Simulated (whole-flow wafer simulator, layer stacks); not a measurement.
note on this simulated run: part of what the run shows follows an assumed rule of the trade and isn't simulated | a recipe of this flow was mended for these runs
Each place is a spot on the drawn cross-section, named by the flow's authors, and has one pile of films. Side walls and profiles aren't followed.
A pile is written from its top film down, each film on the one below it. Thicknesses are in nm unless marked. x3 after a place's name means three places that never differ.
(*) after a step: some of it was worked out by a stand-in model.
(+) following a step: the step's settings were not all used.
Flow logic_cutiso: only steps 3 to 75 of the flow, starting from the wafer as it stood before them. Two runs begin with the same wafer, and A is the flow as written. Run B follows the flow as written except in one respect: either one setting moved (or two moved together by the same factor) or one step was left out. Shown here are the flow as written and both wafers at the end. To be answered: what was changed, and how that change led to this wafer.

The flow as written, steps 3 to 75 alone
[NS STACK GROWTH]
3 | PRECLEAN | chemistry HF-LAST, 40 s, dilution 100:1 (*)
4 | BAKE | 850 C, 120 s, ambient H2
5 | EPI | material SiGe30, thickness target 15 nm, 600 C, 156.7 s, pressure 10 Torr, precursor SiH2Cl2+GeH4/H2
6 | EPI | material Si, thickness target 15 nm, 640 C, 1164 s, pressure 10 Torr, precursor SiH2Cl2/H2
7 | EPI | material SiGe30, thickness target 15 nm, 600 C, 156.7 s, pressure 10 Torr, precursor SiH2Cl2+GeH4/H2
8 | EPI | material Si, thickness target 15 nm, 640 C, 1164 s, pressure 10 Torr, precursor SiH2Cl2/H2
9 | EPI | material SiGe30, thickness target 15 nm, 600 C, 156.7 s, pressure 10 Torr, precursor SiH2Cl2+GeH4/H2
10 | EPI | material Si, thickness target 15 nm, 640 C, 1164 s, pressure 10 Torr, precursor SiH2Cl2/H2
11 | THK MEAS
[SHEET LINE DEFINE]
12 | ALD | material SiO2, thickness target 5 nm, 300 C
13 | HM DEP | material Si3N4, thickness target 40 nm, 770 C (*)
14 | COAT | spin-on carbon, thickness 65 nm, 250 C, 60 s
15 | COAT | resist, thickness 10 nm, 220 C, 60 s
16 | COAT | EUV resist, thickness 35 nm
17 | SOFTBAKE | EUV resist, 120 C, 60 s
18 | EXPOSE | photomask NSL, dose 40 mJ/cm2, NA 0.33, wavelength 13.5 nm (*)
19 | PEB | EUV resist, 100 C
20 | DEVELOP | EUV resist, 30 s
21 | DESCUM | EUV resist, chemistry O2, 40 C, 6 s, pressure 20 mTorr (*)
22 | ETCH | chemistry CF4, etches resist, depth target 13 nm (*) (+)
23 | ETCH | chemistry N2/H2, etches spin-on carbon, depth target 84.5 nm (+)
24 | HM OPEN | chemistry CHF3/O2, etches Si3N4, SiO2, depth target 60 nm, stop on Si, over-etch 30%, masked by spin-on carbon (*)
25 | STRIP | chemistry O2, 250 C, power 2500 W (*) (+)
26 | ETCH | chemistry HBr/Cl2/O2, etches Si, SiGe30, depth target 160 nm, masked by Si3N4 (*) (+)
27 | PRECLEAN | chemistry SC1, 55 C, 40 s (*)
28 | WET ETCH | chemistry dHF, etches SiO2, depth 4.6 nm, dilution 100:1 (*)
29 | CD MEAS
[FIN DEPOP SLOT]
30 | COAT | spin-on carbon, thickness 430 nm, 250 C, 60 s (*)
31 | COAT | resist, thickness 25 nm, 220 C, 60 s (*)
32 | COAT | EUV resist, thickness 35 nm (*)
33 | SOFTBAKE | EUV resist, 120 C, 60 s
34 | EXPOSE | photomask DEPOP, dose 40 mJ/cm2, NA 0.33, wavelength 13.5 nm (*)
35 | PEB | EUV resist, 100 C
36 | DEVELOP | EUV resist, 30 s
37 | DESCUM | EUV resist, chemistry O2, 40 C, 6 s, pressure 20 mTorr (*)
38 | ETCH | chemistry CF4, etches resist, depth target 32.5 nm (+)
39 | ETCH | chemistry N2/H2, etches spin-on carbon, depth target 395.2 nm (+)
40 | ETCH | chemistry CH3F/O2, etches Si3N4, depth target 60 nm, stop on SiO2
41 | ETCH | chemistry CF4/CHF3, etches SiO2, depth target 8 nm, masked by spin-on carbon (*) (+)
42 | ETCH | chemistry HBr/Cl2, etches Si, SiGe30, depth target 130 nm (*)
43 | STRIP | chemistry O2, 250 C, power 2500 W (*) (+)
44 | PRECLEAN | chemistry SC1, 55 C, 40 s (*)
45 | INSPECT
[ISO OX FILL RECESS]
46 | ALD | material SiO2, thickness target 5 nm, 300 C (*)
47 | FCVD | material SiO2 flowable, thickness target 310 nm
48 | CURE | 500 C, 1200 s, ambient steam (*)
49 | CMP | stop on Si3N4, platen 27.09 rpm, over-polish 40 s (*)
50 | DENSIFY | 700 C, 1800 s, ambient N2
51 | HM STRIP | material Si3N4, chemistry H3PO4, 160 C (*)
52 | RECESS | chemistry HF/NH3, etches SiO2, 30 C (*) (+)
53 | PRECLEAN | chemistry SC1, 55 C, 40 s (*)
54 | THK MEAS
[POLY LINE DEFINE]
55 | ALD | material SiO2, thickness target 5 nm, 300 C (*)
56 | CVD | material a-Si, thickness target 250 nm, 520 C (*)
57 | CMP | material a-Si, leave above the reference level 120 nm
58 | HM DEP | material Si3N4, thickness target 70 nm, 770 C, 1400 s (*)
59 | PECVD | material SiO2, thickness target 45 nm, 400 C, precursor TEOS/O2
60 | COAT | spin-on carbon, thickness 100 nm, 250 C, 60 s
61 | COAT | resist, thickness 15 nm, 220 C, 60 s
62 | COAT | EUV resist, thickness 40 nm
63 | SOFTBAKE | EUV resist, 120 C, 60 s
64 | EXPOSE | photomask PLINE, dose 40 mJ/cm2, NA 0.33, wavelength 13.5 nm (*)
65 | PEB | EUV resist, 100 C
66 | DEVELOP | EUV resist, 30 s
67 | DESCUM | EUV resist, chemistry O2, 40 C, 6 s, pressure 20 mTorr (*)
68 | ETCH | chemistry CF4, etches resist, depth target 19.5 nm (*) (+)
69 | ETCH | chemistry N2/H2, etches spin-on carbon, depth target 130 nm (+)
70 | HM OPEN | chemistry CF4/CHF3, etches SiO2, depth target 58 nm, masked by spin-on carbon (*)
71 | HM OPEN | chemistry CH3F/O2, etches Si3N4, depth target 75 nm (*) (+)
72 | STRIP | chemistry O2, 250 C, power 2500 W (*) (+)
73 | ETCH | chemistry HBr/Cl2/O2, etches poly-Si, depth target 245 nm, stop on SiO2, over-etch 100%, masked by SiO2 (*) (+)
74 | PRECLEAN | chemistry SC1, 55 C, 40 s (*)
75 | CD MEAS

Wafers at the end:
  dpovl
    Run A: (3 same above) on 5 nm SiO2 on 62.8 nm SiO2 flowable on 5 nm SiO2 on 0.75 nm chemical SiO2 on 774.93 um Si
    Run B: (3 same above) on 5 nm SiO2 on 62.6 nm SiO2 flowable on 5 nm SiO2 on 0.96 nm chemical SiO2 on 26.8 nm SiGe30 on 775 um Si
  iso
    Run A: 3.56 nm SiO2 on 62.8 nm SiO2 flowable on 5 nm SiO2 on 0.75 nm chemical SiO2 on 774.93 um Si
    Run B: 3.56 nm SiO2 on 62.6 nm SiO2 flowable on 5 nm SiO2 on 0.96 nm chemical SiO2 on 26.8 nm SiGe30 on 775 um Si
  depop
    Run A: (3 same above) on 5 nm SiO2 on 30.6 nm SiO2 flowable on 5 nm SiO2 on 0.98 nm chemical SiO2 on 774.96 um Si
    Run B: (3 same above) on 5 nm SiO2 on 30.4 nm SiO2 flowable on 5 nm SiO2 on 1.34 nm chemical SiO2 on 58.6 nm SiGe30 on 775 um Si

Cause: step 5, EPI: 712 C was run, whereas the flow has 600 C.

The path from the change to this, step by step:
  5 | EPI | material SiGe30, thickness target 15 nm, 600 C, 156.7 s, pressure 10 Torr, precursor SiH2Cl2+GeH4/H2
      depop, dpovl, gfld and 19 more: A SiGe30 gains 15 (new film) | B SiGe30 gains 115.4 (new film)
  26 | ETCH | chemistry HBr/Cl2/O2, etches Si, SiGe30, depth target 160 nm, masked by Si3N4 (*) (+)
      dpovl, gfld, gxf, iso, isow, lnri, nsgap: A chemical SiO2 loses 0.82 (all of it), Si loses 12 (all of it), SiGe30 loses 15 (all of it), Si loses 15 (all of it), SiGe30 loses 15 (all of it), Si loses 15 (all of it), SiGe30 loses 15 (all of it), Si loses 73 | B chemical SiO2 loses 0.82 (all of it), Si loses 12 (all of it), SiGe30 loses 15 (all of it), Si loses 15 (all of it), SiGe30 loses 15 (all of it), Si loses 15 (all of it), SiGe30 loses 88
  42 | ETCH | chemistry HBr/Cl2, etches Si, SiGe30, depth target 130 nm (*)
      depop: A Si loses 13.8 (all of it), SiGe30 loses 15 (all of it), Si loses 15 (all of it), SiGe30 loses 15 (all of it), Si loses 15 (all of it), SiGe30 loses 15 (all of it), Si loses 41.2 | B Si loses 13.8 (all of it), SiGe30 loses 15 (all of it), Si loses 15 (all of it), SiGe30 loses 15 (all of it), Si loses 15 (all of it), SiGe30 loses 56.2
  43 | STRIP | chemistry O2, 250 C, power 2500 W (*) (+)
      depop: A chemical SiO2 gains 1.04 (new film), Si loses 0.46 | B chemical SiO2 gains 1.41 (new film), SiGe30 loses 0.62
